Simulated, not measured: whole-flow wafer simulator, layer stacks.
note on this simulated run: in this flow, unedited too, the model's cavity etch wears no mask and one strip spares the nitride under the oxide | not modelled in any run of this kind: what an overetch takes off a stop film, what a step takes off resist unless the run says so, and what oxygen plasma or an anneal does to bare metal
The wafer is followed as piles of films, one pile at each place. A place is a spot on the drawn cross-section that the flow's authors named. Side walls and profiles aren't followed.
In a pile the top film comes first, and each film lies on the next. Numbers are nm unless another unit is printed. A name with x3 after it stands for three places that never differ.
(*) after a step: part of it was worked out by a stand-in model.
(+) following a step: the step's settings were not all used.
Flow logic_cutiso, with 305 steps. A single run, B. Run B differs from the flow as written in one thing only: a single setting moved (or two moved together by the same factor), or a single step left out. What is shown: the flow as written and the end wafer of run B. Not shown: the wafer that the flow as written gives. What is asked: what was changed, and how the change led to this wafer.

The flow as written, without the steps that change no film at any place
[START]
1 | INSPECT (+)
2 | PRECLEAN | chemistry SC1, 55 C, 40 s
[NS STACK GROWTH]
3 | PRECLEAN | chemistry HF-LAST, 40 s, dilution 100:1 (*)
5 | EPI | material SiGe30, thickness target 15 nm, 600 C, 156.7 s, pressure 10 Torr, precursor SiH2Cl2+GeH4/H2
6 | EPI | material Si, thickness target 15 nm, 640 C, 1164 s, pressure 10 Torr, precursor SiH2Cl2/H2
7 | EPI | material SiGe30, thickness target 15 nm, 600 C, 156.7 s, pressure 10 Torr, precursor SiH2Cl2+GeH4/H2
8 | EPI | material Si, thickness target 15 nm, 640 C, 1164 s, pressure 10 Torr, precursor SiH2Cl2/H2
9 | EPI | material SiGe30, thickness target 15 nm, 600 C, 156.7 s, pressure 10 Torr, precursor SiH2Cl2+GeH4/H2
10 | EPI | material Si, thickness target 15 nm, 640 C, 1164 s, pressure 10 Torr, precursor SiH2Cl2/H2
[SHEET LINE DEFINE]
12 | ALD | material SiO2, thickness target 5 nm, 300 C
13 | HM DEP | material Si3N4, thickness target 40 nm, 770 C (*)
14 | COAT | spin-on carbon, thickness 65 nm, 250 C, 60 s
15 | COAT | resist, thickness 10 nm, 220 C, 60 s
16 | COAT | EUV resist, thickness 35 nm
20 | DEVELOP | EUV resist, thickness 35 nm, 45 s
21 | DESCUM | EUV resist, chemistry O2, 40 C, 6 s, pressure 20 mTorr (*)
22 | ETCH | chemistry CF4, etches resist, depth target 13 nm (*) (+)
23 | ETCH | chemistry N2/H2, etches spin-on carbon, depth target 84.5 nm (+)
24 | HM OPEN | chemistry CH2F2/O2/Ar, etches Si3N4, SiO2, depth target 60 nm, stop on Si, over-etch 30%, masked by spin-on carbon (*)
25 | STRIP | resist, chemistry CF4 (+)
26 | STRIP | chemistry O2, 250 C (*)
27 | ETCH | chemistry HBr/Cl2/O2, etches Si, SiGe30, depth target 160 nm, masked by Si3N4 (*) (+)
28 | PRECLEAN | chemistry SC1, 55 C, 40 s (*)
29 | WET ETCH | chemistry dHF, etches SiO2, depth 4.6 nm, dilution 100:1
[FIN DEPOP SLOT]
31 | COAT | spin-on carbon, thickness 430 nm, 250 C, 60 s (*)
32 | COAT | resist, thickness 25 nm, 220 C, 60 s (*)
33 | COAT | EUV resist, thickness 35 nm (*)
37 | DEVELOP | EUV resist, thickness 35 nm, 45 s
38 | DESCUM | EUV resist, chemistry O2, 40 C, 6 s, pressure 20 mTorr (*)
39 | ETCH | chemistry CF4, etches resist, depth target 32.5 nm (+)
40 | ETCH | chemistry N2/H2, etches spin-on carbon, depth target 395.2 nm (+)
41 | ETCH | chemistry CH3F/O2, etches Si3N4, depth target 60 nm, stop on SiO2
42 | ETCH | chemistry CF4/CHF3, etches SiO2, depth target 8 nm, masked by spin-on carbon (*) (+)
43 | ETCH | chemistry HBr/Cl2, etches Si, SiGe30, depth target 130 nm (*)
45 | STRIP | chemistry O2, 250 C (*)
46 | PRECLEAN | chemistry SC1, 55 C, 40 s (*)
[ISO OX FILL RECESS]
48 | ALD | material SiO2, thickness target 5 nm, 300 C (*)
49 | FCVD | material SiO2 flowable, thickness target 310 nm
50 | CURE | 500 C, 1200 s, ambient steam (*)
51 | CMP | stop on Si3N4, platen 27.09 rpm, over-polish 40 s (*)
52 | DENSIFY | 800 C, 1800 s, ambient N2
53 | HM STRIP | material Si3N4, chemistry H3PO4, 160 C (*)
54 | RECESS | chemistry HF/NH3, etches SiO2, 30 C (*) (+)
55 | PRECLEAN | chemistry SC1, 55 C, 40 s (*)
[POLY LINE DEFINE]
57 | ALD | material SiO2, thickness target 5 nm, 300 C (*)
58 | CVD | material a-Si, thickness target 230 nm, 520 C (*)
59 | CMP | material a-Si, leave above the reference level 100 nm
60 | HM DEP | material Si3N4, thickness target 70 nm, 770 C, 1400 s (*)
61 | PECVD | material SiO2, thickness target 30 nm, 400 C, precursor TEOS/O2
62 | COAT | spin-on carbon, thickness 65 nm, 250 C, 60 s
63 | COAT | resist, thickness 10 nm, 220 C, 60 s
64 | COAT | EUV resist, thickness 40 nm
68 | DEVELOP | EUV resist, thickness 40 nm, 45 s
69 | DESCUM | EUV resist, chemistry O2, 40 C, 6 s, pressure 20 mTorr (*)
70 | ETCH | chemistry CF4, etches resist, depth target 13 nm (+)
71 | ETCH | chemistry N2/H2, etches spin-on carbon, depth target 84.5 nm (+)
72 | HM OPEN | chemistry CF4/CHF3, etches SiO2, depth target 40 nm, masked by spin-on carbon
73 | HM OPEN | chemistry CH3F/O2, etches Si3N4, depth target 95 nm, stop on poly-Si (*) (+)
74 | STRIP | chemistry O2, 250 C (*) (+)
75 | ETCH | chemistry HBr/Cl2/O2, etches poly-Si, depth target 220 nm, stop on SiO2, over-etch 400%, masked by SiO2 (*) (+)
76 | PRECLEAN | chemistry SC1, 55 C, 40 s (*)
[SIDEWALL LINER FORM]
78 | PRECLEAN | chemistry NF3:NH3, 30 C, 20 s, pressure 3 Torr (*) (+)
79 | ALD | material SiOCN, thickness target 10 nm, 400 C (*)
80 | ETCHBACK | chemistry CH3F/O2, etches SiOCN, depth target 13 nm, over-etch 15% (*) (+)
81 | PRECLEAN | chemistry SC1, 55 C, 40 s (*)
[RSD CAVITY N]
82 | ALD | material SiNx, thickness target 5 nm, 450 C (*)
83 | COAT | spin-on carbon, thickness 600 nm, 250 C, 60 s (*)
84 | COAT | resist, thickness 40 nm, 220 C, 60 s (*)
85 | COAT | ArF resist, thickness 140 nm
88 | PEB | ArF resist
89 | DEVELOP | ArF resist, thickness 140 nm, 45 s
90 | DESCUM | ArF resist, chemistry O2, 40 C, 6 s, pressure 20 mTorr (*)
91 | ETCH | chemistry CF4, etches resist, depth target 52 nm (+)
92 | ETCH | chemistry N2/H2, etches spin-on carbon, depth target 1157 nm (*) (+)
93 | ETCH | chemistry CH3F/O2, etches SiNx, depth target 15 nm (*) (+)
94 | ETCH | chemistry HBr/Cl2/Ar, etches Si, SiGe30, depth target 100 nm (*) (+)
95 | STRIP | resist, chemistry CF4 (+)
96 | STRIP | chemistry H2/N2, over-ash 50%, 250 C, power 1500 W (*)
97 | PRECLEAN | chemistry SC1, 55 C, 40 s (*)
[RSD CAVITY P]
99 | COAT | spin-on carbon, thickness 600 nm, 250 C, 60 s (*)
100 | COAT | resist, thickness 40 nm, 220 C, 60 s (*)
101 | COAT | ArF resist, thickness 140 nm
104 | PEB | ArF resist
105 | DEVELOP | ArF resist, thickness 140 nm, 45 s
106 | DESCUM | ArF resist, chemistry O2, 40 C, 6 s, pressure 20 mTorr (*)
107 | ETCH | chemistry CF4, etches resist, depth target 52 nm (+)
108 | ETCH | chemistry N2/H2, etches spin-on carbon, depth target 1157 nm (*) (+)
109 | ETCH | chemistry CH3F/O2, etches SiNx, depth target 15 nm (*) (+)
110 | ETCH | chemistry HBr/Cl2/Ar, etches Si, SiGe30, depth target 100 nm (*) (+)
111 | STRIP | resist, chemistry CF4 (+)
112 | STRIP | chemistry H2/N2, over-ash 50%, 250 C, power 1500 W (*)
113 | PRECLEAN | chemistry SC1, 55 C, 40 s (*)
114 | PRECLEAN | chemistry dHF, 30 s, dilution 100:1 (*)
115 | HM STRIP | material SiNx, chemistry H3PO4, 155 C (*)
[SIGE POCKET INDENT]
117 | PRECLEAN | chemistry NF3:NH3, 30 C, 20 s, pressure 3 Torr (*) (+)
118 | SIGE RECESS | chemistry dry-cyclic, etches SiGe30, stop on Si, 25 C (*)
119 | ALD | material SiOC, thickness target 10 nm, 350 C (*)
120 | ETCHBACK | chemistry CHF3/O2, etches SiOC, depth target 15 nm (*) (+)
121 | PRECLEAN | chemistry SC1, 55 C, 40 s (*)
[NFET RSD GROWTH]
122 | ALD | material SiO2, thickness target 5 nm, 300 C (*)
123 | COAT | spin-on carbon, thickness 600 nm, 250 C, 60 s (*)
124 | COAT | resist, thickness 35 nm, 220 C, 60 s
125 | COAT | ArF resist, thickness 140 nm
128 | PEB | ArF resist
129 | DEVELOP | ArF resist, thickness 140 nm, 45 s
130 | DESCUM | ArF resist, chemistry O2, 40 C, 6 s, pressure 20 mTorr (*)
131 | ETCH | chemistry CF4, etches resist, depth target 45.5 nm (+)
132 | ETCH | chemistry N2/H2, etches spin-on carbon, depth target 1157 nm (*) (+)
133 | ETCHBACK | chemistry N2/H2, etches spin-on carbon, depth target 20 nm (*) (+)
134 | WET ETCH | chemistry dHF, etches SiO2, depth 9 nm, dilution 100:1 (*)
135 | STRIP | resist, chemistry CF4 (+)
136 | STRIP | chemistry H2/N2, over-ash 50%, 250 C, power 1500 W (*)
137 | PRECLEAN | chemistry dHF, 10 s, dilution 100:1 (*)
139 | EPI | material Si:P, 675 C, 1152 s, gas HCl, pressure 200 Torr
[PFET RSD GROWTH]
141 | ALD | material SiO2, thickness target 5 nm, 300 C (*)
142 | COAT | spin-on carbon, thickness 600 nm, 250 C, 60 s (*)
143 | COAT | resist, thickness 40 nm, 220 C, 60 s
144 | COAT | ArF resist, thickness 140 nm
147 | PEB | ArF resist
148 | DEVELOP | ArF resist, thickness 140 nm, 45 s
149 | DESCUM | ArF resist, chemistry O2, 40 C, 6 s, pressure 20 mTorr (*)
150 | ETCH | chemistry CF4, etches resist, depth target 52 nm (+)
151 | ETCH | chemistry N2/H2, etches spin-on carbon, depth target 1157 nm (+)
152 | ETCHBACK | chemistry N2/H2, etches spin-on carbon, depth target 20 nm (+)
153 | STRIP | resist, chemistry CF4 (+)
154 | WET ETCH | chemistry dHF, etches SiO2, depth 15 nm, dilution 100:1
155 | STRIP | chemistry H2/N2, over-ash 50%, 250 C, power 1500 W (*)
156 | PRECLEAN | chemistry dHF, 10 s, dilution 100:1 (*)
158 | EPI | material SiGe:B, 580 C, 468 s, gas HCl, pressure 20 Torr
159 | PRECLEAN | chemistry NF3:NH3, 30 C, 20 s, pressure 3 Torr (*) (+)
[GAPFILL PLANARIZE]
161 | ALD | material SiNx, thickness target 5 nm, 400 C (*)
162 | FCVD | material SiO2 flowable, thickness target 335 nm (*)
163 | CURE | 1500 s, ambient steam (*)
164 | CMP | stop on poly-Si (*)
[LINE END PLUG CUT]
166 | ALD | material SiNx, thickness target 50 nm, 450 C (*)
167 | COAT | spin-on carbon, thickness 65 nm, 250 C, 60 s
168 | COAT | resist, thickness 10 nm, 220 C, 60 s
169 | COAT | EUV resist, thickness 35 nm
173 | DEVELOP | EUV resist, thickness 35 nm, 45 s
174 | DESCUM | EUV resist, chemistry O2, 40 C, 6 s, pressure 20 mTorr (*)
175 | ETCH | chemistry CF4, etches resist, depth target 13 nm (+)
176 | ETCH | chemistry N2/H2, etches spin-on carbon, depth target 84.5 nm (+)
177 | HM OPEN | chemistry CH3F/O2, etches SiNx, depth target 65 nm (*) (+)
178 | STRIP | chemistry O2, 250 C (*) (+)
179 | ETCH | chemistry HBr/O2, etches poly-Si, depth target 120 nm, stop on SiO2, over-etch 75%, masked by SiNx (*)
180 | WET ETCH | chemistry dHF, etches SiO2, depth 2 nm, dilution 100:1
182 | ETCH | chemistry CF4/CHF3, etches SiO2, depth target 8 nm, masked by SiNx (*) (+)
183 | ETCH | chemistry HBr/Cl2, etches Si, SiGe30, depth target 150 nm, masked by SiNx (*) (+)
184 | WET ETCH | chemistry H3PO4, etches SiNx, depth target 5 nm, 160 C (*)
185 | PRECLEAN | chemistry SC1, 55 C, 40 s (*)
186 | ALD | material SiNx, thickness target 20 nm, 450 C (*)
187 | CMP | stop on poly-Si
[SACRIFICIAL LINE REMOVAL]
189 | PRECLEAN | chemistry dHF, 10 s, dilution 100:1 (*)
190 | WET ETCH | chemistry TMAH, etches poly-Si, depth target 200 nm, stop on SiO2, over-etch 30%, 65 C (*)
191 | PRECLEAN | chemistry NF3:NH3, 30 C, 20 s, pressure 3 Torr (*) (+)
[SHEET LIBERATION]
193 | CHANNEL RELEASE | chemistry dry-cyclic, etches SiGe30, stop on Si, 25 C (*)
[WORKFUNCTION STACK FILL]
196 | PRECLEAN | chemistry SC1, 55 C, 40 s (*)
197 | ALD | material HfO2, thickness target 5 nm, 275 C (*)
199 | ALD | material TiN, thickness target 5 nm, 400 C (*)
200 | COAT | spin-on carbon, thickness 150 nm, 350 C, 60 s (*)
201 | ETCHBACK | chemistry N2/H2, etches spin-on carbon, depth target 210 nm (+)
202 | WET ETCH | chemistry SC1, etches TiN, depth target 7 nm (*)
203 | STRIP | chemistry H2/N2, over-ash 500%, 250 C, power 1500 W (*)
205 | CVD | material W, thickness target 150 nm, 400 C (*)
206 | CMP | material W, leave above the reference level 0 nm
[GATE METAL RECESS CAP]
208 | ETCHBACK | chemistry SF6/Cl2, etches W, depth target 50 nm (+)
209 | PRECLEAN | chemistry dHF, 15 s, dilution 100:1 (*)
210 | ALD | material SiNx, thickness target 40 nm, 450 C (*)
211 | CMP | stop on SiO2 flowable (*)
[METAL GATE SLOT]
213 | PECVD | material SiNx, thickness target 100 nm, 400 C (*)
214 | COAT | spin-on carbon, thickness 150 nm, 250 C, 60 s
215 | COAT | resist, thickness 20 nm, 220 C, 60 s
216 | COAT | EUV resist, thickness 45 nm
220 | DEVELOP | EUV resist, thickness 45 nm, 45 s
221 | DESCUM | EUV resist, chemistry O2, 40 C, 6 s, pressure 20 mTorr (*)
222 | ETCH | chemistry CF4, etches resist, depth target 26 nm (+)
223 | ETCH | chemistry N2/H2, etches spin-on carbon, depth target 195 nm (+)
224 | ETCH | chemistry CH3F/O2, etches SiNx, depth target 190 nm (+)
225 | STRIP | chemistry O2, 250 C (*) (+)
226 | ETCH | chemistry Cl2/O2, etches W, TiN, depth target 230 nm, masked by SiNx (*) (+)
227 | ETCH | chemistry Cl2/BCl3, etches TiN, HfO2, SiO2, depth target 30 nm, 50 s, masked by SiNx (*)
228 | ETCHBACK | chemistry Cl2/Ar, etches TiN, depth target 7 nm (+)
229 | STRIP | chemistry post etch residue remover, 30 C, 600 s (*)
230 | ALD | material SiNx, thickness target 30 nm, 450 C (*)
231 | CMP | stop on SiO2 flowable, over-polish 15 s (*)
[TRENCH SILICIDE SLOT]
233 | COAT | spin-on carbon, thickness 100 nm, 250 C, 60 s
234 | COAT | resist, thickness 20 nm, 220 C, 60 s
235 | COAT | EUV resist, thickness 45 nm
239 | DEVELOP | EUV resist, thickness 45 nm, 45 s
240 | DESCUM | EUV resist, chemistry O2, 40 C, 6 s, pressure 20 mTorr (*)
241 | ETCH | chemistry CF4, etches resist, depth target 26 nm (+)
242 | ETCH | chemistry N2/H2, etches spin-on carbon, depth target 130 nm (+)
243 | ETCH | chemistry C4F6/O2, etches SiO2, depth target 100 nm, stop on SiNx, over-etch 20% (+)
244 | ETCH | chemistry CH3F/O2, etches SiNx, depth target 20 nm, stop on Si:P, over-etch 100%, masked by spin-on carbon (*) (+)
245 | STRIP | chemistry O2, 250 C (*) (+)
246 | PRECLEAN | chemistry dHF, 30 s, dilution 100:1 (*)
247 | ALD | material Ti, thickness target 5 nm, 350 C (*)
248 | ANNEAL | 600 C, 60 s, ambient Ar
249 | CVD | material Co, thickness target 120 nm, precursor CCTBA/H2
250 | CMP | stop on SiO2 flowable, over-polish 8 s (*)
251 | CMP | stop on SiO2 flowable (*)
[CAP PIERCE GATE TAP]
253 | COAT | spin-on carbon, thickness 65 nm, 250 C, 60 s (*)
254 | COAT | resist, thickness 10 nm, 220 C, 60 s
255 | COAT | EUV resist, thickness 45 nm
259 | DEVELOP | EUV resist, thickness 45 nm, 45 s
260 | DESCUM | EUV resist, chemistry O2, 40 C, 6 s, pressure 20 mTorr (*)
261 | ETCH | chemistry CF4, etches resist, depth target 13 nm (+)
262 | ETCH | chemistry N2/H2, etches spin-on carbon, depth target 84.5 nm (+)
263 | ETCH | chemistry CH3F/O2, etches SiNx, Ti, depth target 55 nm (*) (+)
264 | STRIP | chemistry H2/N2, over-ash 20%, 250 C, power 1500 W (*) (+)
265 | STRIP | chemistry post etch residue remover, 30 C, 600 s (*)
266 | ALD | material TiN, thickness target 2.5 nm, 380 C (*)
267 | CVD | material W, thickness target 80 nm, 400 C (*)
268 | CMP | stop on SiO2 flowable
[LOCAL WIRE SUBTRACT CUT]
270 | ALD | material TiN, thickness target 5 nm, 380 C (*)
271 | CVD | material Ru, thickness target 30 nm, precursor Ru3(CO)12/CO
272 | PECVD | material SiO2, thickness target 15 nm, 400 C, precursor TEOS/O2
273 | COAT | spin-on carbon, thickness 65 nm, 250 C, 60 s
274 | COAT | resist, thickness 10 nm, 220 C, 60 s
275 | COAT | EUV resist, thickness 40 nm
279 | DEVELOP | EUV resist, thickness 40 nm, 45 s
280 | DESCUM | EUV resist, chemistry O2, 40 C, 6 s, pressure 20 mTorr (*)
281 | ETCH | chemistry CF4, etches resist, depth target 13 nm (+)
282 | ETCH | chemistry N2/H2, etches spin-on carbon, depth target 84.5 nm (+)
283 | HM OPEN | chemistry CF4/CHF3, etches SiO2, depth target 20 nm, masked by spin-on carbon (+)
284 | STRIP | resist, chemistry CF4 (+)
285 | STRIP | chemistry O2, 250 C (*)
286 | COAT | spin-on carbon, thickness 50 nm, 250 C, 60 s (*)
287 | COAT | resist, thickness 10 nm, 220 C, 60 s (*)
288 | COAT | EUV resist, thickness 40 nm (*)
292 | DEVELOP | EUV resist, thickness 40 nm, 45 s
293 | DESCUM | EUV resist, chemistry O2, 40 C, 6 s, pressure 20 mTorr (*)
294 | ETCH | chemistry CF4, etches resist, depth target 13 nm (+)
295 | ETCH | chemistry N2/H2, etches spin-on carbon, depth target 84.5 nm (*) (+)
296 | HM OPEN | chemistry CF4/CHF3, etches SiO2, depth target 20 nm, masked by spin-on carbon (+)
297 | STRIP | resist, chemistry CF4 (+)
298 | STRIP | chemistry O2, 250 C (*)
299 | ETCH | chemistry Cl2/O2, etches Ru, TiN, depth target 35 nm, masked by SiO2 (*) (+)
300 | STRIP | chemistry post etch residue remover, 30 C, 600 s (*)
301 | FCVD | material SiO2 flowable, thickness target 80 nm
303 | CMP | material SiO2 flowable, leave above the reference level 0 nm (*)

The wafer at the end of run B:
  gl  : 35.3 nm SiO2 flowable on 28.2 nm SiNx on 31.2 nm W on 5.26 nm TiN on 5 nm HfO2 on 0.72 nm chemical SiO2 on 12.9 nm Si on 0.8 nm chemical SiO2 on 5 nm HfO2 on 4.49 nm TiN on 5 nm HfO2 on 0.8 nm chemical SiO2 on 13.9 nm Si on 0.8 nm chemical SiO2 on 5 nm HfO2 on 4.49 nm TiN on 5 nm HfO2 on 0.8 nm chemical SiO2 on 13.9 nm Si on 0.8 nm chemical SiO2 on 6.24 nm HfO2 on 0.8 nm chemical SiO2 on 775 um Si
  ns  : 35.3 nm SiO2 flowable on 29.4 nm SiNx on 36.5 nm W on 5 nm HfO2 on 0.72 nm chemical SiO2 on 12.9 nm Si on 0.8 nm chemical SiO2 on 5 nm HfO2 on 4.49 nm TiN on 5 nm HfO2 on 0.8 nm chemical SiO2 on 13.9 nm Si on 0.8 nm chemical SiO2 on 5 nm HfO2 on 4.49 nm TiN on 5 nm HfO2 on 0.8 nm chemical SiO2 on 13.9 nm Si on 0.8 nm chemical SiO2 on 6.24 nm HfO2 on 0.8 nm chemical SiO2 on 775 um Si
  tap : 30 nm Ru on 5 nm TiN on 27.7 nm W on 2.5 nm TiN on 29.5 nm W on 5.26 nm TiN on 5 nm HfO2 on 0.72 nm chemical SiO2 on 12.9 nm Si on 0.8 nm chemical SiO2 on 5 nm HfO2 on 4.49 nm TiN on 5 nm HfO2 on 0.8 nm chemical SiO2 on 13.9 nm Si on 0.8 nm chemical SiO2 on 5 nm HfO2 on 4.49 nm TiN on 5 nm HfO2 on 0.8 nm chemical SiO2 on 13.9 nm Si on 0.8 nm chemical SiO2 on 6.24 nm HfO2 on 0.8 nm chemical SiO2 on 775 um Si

Cause: step 5, EPI: 70.5 s was run, whereas the flow has 156.7 s.

The path from the change to this, step by step:
  5 | EPI | material SiGe30, thickness target 15 nm, 600 C, 156.7 s, pressure 10 Torr, precursor SiH2Cl2+GeH4/H2
      depop, dpovl, gfld and 19 more: SiGe30 gains 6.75 (new film) (it would be, as written: SiGe30 gains 15 (new film))
  27 | ETCH | chemistry HBr/Cl2/O2, etches Si, SiGe30, depth target 160 nm, masked by Si3N4 (*) (+)
      gfld, gxf, iso, lnri: chemical SiO2 loses 0.79 (all of it), Si loses 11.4 (all of it), SiGe30 loses 15 (all of it), Si loses 15 (all of it), SiGe30 loses 15 (all of it), Si loses 15 (all of it), SiGe30 loses 6.75 (all of it), Si loses 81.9 (it would be, as written: chemical SiO2 loses 0.79 (all of it), Si loses 11.4 (all of it), SiGe30 loses 15 (all of it), Si loses 15 (all of it), SiGe30 loses 15 (all of it), Si loses 15 (all of it), SiGe30 loses 15 (all of it), Si loses 73.6)
      dpovl, nsgap: chemical SiO2 loses 0.79 (all of it), Si loses 11.8 (all of it), SiGe30 loses 15 (all of it), Si loses 15 (all of it), SiGe30 loses 15 (all of it), Si loses 15 (all of it), SiGe30 loses 6.75 (all of it), Si loses 81.5 (it would be, as written: chemical SiO2 loses 0.79 (all of it), Si loses 11.8 (all of it), SiGe30 loses 15 (all of it), Si loses 15 (all of it), SiGe30 loses 15 (all of it), Si loses 15 (all of it), SiGe30 loses 15 (all of it), Si loses 73.2)
      (also at 1 further place)
  43 | ETCH | chemistry HBr/Cl2, etches Si, SiGe30, depth target 130 nm (*)
      depop: Si loses 14 (all of it), SiGe30 loses 15 (all of it), Si loses 15 (all of it), SiGe30 loses 15 (all of it), Si loses 15 (all of it), SiGe30 loses 6.75 (all of it), Si loses 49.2 (it would be, as written: Si loses 14 (all of it), SiGe30 loses 15 (all of it), Si loses 15 (all of it), SiGe30 loses 15 (all of it), Si loses 15 (all of it), SiGe30 loses 15 (all of it), Si loses 41)
  94 | ETCH | chemistry HBr/Cl2/Ar, etches Si, SiGe30, depth target 100 nm (*) (+)
      rsdn, rsdx: chemical SiO2 loses 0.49 (all of it), Si loses 12.8 (all of it), SiGe30 loses 15 (all of it), Si loses 15 (all of it), SiGe30 loses 15 (all of it), Si loses 15 (all of it), SiGe30 loses 6.75 (all of it), Si loses 20.4 (it would be, as written: chemical SiO2 loses 0.49 (all of it), Si loses 12.8 (all of it), SiGe30 loses 15 (all of it), Si loses 15 (all of it), SiGe30 loses 15 (all of it), Si loses 15 (all of it), SiGe30 loses 15 (all of it), Si loses 12.2)
  110 | ETCH | chemistry HBr/Cl2/Ar, etches Si, SiGe30, depth target 100 nm (*) (+)
      rsdp, rsdw: chemical SiO2 loses 0.49 (all of it), Si loses 12.8 (all of it), SiGe30 loses 15 (all of it), Si loses 15 (all of it), SiGe30 loses 15 (all of it), Si loses 15 (all of it), SiGe30 loses 6.75 (all of it), Si loses 20.4 (it would be, as written: chemical SiO2 loses 0.49 (all of it), Si loses 12.8 (all of it), SiGe30 loses 15 (all of it), Si loses 15 (all of it), SiGe30 loses 15 (all of it), Si loses 15 (all of it), SiGe30 loses 15 (all of it), Si loses 12.2)
  118 | SIGE RECESS | chemistry dry-cyclic, etches SiGe30, stop on Si, 25 C (*)
      lnr, lnrp, lnrt: SiOCN loses 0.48, Si loses 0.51, cavity gains 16 (new film), SiGe30 loses 15 (all of it), Si loses 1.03, cavity gains 16 (new film), SiGe30 loses 15 (all of it), Si loses 1.03, cavity gains 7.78 (new film), SiGe30 loses 6.75 (all of it), Si loses 0.51 (it would be, as written: SiOCN loses 0.48, Si loses 0.51, cavity gains 16 (new film), SiGe30 loses 15 (all of it), Si loses 1.03, cavity gains 16 (new film), SiGe30 loses 15 (all of it), Si loses 1.03, cavity gains 16 (new film), SiGe30 loses 15 (all of it), Si loses 0.51)
  119 | ALD | material SiOC, thickness target 10 nm, 350 C (*)
      lnr, lnrp, lnrt: SiOC gains 10 (new film), SiOC gains 16 (new film), cavity loses 16 (all of it), SiOC gains 16 (new film), cavity loses 16 (all of it), SiOC gains 7.78 (new film), cavity loses 7.78 (all of it) (it would be, as written: SiOC gains 10 (new film), SiOC gains 16 (new film), cavity loses 16 (all of it), SiOC gains 16 (new film), cavity loses 16 (all of it), SiOC gains 16 (new film), cavity loses 16 (all of it))
  183 | ETCH | chemistry HBr/Cl2, etches Si, SiGe30, depth target 150 nm, masked by SiNx (*) (+)
      plug: Si loses 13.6 (all of it), SiGe30 loses 15 (all of it), Si loses 15 (all of it), SiGe30 loses 15 (all of it), Si loses 15 (all of it), SiGe30 loses 6.75 (all of it), Si loses 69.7 (it would be, as written: Si loses 13.6 (all of it), SiGe30 loses 15 (all of it), Si loses 15 (all of it), SiGe30 loses 15 (all of it), Si loses 15 (all of it), SiGe30 loses 15 (all of it), Si loses 61.4)
  193 | CHANNEL RELEASE | chemistry dry-cyclic, etches SiGe30, stop on Si, 25 C (*)
      gl, glp, gxn, gxp, ns, tap: chemical SiO2 gains 0.8 (new film), Si loses 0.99, chemical SiO2 gains 0.8 (new film), cavity gains 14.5 (new film), chemical SiO2 gains 0.8 (new film), SiGe30 loses 15 (all of it), Si loses 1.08, chemical SiO2 gains 0.8 (new film), cavity gains 14.5 (new film), chemical SiO2 gains 0.8 (new film), SiGe30 loses 15 (all of it), Si loses 1.08, chemical SiO2 gains 0.8 (new film), cavity gains 6.24 (new film), chemical SiO2 gains 0.8 (new film), SiGe30 loses 6.75 (all of it), Si loses 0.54 (it would be, as written: chemical SiO2 gains 0.8 (new film), Si loses 0.99, chemical SiO2 gains 0.8 (new film), cavity gains 14.5 (new film), chemical SiO2 gains 0.8 (new film), SiGe30 loses 15 (all of it), Si loses 1.08, chemical SiO2 gains 0.8 (new film), cavity gains 14.5 (new film), chemical SiO2 gains 0.8 (new film), SiGe30 loses 15 (all of it), Si loses 1.08, chemical SiO2 gains 0.8 (new film), cavity gains 14.5 (new film), chemical SiO2 gains 0.8 (new film), SiGe30 loses 15 (all of it), Si loses 0.54)
  197 | ALD | material HfO2, thickness target 5 nm, 275 C (*)
      gl, glp, gxn, gxp, ns, tap: HfO2 gains 5 (new film), HfO2 gains 5 (new film), cavity loses 10, HfO2 gains 5 (new film), HfO2 gains 5 (new film), cavity loses 10, HfO2 gains 5 (new film), HfO2 gains 6.24 (new film), cavity loses 6.24 (all of it) (it would be, as written: HfO2 gains 5 (new film), HfO2 gains 5 (new film), cavity loses 10, HfO2 gains 5 (new film), HfO2 gains 5 (new film), cavity loses 10, HfO2 gains 5 (new film), HfO2 gains 5 (new film), cavity loses 10, HfO2 gains 5 (new film))
  199 | ALD | material TiN, thickness target 5 nm, 400 C (*)
      gl, glp, tap: TiN gains 5.26 (new film), TiN gains 4.49 (new film), cavity loses 4.49 (all of it), TiN gains 4.49 (new film), cavity loses 4.49 (all of it) (it would be, as written: TiN gains 5.26 (new film), TiN gains 4.49 (new film), cavity loses 4.49 (all of it), TiN gains 4.49 (new film), cavity loses 4.49 (all of it), TiN gains 4.49 (new film), cavity loses 4.49 (all of it))
      gxn, gxp, ns: TiN gains 5 (new film), TiN gains 4.49 (new film), cavity loses 4.49 (all of it), TiN gains 4.49 (new film), cavity loses 4.49 (all of it) (it would be, as written: TiN gains 5 (new film), TiN gains 4.49 (new film), cavity loses 4.49 (all of it), TiN gains 4.49 (new film), cavity loses 4.49 (all of it), TiN gains 4.49 (new film), cavity loses 4.49 (all of it))
If metal films that touch count as one body, gl has 3 bodies (between them, from the top down: HfO2 5 / chemical SiO2 0.72 / Si 12.9 / chemical SiO2 0.8 / HfO2 5; HfO2 5 / chemical SiO2 0.8 / Si 13.9 / chemical SiO2 0.8 / HfO2 5); the flow as written gives 4 bodies (between them, from the top down: HfO2 5 / chemical SiO2 0.72 / Si 12.9 / chemical SiO2 0.8 / HfO2 5; HfO2 5 / chemical SiO2 0.8 / Si 13.9 / chemical SiO2 0.8 / HfO2 5; HfO2 5 / chemical SiO2 0.8 / Si 13.9 / chemical SiO2 0.8 / HfO2 5).
If metal films that touch count as one body, ns has 3 bodies (between them, from the top down: HfO2 5 / chemical SiO2 0.72 / Si 12.9 / chemical SiO2 0.8 / HfO2 5; HfO2 5 / chemical SiO2 0.8 / Si 13.9 / chemical SiO2 0.8 / HfO2 5); the flow as written gives 4 bodies (between them, from the top down: HfO2 5 / chemical SiO2 0.72 / Si 12.9 / chemical SiO2 0.8 / HfO2 5; HfO2 5 / chemical SiO2 0.8 / Si 13.9 / chemical SiO2 0.8 / HfO2 5; HfO2 5 / chemical SiO2 0.8 / Si 13.9 / chemical SiO2 0.8 / HfO2 5).
If metal films that touch count as one body, tap has 3 bodies (between them, from the top down: HfO2 5 / chemical SiO2 0.72 / Si 12.9 / chemical SiO2 0.8 / HfO2 5; HfO2 5 / chemical SiO2 0.8 / Si 13.9 / chemical SiO2 0.8 / HfO2 5); the flow as written gives 4 bodies (between them, from the top down: HfO2 5 / chemical SiO2 0.72 / Si 12.9 / chemical SiO2 0.8 / HfO2 5; HfO2 5 / chemical SiO2 0.8 / Si 13.9 / chemical SiO2 0.8 / HfO2 5; HfO2 5 / chemical SiO2 0.8 / Si 13.9 / chemical SiO2 0.8 / HfO2 5).
